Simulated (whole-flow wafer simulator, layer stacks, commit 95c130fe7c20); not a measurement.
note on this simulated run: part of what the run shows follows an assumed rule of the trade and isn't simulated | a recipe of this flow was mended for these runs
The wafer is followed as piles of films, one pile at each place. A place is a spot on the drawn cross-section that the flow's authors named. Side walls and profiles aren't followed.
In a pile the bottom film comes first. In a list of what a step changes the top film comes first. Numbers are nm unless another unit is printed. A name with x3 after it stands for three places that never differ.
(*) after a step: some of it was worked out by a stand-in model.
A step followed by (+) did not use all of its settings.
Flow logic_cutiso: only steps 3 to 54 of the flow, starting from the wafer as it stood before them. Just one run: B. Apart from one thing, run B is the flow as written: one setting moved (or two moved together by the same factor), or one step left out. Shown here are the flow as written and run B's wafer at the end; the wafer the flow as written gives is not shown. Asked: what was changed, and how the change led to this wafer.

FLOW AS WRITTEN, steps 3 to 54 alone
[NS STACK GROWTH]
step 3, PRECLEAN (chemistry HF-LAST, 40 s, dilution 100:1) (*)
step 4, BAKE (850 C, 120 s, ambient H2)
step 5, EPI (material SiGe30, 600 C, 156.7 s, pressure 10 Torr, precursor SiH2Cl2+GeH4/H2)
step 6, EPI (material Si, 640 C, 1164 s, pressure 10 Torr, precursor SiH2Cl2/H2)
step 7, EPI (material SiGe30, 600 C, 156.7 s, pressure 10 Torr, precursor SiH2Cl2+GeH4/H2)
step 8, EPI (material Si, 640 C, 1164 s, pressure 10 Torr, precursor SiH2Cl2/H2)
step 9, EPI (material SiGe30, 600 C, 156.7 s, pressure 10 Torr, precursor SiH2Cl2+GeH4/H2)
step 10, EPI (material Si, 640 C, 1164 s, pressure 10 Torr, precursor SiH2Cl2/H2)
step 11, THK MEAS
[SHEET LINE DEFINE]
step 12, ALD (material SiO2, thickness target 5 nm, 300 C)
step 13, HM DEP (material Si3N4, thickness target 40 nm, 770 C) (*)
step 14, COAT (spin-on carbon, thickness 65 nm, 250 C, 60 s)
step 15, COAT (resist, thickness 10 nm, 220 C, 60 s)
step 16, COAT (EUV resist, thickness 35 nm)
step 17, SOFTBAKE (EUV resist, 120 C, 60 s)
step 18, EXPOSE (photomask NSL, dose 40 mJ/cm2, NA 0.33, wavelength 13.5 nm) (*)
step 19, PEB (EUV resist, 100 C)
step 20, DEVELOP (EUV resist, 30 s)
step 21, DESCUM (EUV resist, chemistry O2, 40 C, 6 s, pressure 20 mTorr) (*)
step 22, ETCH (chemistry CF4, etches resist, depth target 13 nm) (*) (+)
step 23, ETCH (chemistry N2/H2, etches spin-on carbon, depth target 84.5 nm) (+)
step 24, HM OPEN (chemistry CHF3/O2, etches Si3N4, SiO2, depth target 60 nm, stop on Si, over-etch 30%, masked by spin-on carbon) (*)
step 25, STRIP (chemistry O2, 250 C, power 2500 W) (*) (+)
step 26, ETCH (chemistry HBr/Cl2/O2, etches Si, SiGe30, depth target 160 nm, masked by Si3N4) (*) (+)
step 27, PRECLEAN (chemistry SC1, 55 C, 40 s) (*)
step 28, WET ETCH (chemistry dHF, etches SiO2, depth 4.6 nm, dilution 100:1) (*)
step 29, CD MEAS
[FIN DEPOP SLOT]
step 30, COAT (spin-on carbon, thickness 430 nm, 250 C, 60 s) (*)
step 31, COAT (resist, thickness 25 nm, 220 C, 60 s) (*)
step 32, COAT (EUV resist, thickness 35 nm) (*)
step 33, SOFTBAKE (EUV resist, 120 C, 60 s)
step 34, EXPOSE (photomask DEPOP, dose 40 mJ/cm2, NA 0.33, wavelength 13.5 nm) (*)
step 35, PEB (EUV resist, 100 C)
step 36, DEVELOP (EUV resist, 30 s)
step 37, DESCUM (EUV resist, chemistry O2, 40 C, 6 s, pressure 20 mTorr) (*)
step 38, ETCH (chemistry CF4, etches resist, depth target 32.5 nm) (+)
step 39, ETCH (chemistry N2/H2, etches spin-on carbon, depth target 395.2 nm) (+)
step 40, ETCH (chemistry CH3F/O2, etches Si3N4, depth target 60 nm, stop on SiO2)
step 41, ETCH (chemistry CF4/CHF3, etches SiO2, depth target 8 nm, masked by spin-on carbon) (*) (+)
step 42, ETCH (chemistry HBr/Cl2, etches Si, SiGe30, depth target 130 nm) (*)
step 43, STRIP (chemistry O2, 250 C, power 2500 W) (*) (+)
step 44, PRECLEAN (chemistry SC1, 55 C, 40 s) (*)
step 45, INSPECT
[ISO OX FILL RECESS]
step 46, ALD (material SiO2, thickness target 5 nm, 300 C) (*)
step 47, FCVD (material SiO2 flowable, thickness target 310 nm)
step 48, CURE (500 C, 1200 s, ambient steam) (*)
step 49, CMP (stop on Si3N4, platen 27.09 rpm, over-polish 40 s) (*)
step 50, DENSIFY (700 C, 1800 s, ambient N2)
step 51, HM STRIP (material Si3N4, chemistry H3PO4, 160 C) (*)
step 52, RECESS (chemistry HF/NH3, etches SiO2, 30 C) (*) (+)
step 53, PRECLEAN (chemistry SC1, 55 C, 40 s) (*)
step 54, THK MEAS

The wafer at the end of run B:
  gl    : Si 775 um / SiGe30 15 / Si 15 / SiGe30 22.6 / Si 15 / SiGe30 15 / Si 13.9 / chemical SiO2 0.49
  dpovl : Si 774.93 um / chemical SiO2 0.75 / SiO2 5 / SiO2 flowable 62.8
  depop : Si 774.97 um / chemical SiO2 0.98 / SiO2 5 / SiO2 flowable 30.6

What caused this: step 7, EPI: 623 C was run, though the flow has 600 C.

How this came from the change, step by step:
  step 7, EPI (material SiGe30, 600 C, 156.7 s, pressure 10 Torr, precursor SiH2Cl2+GeH4/H2)
      depop, dpovl, gfld and 19 more: SiGe30 gains 22.6 (new film) (as written it would have been: SiGe30 gains 15 (new film))
  step 26, ETCH (chemistry HBr/Cl2/O2, etches Si, SiGe30, depth target 160 nm, masked by Si3N4) (*) (+)
      dpovl, gfld, gxf, iso, isow, lnri, nsgap: chemical SiO2 loses 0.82 (all of it), Si loses 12 (all of it), SiGe30 loses 15 (all of it), Si loses 15 (all of it), SiGe30 loses 22.6 (all of it), Si loses 15 (all of it), SiGe30 loses 15 (all of it), Si loses 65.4 (as written it would have been: chemical SiO2 loses 0.82 (all of it), Si loses 12 (all of it), SiGe30 loses 15 (all of it), Si loses 15 (all of it), SiGe30 loses 15 (all of it), Si loses 15 (all of it), SiGe30 loses 15 (all of it), Si loses 73)
  step 42, ETCH (chemistry HBr/Cl2, etches Si, SiGe30, depth target 130 nm) (*)
      depop: Si loses 13.8 (all of it), SiGe30 loses 15 (all of it), Si loses 15 (all of it), SiGe30 loses 22.6 (all of it), Si loses 15 (all of it), SiGe30 loses 15 (all of it), Si loses 33.6 (as written it would have been: Si loses 13.8 (all of it), SiGe30 loses 15 (all of it), Si loses 15 (all of it), SiGe30 loses 15 (all of it), Si loses 15 (all of it), SiGe30 loses 15 (all of it), Si loses 41.2)
